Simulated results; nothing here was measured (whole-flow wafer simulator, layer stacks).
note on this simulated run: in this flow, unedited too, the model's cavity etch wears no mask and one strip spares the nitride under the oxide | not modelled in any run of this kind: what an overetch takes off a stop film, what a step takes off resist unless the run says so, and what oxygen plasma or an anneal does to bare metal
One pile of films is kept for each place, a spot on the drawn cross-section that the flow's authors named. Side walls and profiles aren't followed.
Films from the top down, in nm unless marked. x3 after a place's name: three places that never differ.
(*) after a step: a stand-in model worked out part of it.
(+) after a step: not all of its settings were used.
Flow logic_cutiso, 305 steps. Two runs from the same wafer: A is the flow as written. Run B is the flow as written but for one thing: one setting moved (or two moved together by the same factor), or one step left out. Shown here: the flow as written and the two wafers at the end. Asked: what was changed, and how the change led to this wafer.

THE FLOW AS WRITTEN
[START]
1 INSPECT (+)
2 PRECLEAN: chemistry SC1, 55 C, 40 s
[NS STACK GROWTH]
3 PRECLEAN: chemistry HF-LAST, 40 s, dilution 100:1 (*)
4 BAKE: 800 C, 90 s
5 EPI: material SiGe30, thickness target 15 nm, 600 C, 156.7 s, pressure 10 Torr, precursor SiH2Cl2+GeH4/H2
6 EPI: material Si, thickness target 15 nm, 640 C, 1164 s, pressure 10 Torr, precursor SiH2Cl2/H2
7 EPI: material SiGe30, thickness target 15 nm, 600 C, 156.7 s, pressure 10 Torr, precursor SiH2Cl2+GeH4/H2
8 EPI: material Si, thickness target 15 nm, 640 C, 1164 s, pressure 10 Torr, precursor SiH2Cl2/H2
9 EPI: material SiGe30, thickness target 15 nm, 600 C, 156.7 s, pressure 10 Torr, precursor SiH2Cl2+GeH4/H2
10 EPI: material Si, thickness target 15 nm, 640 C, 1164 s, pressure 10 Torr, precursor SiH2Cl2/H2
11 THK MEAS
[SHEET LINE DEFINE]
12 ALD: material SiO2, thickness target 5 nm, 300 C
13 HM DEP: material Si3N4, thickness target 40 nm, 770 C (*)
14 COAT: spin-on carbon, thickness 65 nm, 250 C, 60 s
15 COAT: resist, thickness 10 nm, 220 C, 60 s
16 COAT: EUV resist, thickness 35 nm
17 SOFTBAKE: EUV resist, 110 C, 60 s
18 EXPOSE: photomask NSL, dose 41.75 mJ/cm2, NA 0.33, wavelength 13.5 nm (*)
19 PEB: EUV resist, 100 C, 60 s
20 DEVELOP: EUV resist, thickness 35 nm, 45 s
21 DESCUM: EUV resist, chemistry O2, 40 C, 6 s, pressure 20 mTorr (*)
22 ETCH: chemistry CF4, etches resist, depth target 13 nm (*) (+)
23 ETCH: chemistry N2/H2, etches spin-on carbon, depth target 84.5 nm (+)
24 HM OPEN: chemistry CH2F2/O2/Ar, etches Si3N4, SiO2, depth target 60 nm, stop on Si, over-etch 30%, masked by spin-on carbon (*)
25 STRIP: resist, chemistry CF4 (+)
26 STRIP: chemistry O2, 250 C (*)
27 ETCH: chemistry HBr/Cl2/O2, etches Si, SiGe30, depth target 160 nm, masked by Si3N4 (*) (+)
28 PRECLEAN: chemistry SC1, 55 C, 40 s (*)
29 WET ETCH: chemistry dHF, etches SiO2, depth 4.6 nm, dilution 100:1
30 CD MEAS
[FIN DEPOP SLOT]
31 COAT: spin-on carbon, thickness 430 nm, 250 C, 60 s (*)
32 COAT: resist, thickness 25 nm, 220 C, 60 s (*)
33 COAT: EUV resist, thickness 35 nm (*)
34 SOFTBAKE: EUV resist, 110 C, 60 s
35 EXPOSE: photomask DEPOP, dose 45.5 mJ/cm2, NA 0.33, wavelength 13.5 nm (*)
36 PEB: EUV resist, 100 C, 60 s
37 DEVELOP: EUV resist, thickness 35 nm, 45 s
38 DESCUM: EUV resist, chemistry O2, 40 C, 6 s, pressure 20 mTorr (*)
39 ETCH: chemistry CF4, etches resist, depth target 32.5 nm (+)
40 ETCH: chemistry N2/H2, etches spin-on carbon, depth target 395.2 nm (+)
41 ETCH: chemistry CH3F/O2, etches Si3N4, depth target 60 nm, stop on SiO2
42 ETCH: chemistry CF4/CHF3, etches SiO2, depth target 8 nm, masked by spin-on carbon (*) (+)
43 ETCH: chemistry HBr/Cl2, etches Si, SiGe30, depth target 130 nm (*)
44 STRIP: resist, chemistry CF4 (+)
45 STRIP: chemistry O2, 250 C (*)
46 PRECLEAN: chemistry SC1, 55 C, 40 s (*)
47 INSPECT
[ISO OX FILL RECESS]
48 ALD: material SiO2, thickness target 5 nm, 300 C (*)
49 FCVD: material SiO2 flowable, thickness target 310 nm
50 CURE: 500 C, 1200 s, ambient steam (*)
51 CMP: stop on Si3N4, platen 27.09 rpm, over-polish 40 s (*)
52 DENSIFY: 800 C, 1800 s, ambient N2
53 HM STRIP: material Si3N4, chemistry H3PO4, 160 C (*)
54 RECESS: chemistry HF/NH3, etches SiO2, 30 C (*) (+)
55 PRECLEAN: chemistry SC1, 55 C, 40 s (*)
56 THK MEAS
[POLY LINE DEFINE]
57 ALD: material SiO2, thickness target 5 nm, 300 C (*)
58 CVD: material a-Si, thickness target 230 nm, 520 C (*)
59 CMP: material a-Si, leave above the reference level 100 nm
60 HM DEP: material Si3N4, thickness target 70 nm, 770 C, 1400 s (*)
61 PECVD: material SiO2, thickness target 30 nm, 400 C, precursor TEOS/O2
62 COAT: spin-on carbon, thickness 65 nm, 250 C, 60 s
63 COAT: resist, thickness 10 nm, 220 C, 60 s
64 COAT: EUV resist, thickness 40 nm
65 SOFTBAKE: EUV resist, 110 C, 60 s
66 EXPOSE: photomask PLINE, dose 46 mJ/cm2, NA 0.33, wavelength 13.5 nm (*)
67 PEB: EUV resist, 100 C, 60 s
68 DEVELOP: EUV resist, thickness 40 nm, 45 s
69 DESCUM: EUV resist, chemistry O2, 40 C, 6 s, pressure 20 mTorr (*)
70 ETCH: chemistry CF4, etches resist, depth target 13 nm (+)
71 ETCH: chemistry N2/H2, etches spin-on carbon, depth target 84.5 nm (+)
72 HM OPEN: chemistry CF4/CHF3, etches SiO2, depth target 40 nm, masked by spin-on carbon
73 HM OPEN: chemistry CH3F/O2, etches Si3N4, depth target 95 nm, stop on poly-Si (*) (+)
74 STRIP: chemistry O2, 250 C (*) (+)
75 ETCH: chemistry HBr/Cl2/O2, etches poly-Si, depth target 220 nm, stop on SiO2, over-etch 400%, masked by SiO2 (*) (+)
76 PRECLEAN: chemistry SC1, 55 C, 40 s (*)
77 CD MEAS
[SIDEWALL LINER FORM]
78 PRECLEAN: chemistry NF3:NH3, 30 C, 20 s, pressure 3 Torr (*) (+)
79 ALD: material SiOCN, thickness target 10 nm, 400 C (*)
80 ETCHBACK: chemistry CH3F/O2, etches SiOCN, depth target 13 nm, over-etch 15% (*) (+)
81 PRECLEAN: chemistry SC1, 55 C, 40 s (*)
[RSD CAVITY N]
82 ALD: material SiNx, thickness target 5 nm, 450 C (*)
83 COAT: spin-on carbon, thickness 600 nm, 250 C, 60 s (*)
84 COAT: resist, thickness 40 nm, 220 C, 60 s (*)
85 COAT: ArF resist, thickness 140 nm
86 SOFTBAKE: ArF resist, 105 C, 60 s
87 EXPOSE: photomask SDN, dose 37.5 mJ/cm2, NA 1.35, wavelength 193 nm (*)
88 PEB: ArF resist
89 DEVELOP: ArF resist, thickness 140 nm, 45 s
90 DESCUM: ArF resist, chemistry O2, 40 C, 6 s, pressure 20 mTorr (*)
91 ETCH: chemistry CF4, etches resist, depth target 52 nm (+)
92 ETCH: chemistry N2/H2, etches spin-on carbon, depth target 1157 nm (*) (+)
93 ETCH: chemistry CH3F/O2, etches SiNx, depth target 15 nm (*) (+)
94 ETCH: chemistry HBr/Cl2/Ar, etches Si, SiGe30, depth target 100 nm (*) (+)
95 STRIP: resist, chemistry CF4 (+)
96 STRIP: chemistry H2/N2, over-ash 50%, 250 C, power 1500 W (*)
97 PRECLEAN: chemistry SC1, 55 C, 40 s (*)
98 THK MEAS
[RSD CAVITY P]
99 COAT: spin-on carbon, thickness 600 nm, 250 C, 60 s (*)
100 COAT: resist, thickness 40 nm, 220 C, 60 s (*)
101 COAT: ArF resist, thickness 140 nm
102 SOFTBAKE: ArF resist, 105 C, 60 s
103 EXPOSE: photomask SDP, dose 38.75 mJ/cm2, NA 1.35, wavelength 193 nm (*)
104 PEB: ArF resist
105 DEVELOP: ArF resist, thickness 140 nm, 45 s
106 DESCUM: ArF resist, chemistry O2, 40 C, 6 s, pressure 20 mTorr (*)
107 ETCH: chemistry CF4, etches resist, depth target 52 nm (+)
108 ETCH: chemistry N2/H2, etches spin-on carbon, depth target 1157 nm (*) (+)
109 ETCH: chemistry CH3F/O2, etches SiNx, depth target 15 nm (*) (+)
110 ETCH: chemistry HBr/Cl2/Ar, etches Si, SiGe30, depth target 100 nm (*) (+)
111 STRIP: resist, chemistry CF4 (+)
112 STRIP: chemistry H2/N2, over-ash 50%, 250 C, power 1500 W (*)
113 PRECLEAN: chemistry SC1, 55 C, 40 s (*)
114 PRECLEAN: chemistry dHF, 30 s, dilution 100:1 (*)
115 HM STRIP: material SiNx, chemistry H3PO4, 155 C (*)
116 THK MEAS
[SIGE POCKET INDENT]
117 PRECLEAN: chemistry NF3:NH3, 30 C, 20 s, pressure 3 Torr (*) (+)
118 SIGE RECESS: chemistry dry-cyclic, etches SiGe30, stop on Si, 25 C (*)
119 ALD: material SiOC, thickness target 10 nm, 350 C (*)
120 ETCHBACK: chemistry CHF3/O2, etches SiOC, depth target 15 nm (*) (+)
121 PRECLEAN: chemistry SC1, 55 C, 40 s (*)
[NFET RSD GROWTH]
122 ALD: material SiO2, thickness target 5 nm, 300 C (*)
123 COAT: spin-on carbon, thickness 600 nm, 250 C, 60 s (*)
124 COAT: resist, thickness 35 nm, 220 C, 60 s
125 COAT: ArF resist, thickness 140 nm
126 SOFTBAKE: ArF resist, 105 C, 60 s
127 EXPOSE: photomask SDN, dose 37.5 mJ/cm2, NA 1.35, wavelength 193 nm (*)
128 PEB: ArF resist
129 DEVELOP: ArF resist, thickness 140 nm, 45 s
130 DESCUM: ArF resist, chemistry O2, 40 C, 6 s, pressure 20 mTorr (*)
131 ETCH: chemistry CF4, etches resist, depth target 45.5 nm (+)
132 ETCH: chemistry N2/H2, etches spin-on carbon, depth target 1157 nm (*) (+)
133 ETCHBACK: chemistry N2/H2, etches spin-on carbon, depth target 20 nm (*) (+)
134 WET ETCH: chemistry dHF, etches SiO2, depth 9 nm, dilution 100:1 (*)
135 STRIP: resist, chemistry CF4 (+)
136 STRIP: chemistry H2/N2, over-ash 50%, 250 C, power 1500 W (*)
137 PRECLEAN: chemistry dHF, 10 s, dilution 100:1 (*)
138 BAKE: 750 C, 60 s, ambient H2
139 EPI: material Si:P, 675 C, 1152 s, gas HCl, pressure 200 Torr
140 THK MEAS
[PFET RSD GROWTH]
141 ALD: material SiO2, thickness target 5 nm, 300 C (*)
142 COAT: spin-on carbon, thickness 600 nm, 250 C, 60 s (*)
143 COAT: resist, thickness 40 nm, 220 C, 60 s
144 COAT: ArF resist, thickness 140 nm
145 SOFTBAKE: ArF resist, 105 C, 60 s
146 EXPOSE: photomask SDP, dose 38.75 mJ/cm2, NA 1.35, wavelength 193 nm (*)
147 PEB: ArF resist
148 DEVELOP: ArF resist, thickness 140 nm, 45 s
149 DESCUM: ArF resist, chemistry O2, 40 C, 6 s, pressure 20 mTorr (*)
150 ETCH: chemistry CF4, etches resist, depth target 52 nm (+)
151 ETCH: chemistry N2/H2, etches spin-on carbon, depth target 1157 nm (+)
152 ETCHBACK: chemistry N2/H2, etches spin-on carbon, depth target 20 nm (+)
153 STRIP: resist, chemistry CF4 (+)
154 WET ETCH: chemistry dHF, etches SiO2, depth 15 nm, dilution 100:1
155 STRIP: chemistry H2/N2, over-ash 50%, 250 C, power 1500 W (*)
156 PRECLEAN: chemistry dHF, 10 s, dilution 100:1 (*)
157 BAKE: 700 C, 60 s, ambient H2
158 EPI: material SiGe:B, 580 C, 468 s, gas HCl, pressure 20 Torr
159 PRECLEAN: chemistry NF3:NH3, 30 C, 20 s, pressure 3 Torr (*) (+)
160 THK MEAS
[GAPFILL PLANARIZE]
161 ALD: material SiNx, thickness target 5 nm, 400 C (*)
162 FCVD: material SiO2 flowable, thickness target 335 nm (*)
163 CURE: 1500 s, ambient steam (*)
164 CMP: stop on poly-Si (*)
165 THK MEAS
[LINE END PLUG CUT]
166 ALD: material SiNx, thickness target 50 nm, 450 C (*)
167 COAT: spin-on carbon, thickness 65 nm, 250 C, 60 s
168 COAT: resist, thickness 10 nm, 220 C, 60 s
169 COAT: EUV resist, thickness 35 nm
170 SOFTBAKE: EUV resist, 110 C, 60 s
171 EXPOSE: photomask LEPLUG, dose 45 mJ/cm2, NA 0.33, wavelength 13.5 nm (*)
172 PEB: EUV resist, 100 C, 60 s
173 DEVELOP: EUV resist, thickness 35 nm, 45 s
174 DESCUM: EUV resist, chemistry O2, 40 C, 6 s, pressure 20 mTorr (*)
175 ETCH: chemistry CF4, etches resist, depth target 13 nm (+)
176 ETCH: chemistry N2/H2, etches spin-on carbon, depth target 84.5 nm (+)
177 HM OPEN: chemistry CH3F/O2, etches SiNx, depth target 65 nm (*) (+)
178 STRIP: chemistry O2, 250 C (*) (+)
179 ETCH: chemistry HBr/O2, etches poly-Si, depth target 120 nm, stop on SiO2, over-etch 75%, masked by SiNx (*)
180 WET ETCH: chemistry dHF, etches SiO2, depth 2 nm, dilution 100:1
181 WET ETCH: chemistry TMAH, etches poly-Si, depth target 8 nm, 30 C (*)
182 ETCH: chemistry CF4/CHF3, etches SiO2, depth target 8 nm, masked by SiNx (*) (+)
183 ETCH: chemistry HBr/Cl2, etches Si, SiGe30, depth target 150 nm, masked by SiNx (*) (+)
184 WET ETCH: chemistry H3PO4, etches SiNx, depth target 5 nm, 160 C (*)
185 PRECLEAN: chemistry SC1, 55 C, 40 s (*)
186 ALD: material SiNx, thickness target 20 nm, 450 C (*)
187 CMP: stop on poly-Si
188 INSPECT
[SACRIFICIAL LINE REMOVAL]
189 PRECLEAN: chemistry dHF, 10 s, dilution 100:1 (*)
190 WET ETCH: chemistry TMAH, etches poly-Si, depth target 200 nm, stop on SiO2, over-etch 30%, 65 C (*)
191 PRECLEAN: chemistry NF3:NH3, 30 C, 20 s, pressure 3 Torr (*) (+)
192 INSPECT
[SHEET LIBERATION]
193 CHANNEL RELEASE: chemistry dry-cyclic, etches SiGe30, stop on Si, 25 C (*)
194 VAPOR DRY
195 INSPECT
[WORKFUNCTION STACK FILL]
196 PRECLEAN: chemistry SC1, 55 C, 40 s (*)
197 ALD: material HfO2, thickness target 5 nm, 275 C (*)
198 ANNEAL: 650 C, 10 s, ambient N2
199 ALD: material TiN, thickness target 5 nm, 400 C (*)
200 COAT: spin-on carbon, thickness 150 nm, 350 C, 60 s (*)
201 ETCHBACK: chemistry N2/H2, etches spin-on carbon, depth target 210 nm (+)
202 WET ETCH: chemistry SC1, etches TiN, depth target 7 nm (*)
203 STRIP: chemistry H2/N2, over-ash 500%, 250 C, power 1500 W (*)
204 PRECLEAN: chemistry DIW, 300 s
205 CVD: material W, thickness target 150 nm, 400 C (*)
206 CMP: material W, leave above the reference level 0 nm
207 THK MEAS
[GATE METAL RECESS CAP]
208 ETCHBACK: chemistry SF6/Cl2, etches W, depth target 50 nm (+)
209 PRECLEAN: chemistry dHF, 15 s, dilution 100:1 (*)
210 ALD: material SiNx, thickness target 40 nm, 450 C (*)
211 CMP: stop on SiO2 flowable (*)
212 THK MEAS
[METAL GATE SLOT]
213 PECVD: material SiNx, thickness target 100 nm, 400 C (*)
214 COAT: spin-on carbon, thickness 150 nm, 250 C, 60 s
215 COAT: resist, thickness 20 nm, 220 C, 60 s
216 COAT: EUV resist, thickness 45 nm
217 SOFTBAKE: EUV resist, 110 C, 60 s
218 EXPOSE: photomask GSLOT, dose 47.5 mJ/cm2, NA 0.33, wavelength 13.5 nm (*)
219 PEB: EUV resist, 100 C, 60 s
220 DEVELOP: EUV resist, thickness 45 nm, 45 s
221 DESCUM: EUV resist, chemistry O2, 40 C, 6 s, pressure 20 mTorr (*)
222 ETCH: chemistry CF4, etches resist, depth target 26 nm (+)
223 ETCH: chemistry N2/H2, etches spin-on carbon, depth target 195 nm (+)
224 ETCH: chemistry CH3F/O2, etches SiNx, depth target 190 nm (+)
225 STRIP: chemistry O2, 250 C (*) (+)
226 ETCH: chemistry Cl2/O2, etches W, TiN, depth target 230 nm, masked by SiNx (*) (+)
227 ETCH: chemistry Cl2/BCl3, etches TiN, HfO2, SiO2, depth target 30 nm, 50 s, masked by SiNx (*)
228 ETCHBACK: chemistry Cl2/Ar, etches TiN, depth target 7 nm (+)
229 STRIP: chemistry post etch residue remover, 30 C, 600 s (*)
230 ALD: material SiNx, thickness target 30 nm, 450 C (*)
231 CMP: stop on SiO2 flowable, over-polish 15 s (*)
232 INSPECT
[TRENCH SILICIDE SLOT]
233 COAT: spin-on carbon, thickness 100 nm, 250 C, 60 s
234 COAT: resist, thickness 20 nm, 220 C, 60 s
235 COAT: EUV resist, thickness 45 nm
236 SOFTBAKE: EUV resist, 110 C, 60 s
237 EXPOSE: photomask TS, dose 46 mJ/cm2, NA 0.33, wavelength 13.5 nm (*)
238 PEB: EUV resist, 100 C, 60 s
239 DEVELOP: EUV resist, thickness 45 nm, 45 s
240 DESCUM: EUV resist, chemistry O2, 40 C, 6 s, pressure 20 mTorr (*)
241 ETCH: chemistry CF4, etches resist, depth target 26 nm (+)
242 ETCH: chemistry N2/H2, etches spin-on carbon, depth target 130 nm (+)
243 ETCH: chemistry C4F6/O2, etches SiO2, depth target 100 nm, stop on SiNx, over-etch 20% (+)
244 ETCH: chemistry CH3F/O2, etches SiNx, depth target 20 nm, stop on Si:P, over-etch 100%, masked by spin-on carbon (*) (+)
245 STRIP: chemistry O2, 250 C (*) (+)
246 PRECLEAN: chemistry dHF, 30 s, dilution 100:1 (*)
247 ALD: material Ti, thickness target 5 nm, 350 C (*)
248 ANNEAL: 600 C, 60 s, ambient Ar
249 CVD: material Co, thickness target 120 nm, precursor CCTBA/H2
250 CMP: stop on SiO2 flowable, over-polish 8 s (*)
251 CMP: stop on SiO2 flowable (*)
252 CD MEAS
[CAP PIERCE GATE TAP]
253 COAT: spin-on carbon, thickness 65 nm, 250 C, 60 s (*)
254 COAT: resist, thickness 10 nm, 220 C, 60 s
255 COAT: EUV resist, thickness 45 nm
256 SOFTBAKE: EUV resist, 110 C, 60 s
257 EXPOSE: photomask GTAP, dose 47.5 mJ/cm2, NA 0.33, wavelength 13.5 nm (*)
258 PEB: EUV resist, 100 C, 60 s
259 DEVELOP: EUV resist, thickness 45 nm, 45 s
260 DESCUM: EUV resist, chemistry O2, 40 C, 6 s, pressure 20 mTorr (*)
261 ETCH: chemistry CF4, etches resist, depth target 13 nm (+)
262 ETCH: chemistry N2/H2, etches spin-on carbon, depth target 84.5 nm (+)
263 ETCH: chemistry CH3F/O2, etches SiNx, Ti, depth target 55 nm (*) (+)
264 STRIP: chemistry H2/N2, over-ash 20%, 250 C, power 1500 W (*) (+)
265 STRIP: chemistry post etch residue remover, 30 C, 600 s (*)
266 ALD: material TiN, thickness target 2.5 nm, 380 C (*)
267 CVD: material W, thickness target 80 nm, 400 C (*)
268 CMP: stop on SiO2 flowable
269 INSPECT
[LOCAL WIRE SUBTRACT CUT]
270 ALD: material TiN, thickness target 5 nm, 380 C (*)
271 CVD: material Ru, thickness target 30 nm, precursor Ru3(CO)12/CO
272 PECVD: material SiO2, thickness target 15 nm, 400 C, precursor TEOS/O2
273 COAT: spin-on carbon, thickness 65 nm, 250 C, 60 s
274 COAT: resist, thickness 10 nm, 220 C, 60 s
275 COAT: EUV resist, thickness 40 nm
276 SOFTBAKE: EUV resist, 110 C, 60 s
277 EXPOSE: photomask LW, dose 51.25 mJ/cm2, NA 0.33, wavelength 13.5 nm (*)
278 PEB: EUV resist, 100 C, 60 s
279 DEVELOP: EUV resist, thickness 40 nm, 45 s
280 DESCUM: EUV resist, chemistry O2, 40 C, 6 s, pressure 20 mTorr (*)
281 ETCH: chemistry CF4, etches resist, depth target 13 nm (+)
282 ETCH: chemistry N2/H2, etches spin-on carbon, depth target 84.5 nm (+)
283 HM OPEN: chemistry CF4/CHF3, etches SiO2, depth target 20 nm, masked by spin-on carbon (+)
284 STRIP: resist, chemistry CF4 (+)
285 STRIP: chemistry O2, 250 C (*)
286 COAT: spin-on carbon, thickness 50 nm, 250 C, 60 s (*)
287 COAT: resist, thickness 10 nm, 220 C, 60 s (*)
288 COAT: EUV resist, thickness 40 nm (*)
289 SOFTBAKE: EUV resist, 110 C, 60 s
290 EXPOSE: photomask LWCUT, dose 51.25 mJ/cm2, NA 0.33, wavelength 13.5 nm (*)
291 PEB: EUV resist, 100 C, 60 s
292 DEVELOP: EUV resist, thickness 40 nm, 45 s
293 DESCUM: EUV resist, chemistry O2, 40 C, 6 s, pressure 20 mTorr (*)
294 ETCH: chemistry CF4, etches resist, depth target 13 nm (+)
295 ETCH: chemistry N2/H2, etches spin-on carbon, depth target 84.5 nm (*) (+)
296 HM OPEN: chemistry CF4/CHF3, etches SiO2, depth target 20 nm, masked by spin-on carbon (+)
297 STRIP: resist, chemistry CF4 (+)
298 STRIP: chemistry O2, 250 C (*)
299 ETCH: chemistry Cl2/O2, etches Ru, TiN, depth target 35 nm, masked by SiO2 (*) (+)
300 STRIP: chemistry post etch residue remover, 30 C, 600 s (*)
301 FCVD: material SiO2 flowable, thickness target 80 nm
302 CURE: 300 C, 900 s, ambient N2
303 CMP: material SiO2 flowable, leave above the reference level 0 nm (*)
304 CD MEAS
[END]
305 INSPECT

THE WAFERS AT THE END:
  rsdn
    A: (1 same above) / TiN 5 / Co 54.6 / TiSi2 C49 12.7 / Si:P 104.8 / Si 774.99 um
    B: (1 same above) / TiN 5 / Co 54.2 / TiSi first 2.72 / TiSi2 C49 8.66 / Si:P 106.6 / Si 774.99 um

The cause: step 248, ANNEAL: 555 C was run, where the flow has 600 C.

How the change led to this, step by step:
  248 ANNEAL: 600 C, 60 s, ambient Ar
      rsdn: A TiSi2 C49 +12.7 (new film), Ti -5 (all of it), Si:P -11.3 | B TiSi first +2.72 (new film), TiSi2 C49 +8.66 (new film), Ti -5 (all of it), Si:P -9.54
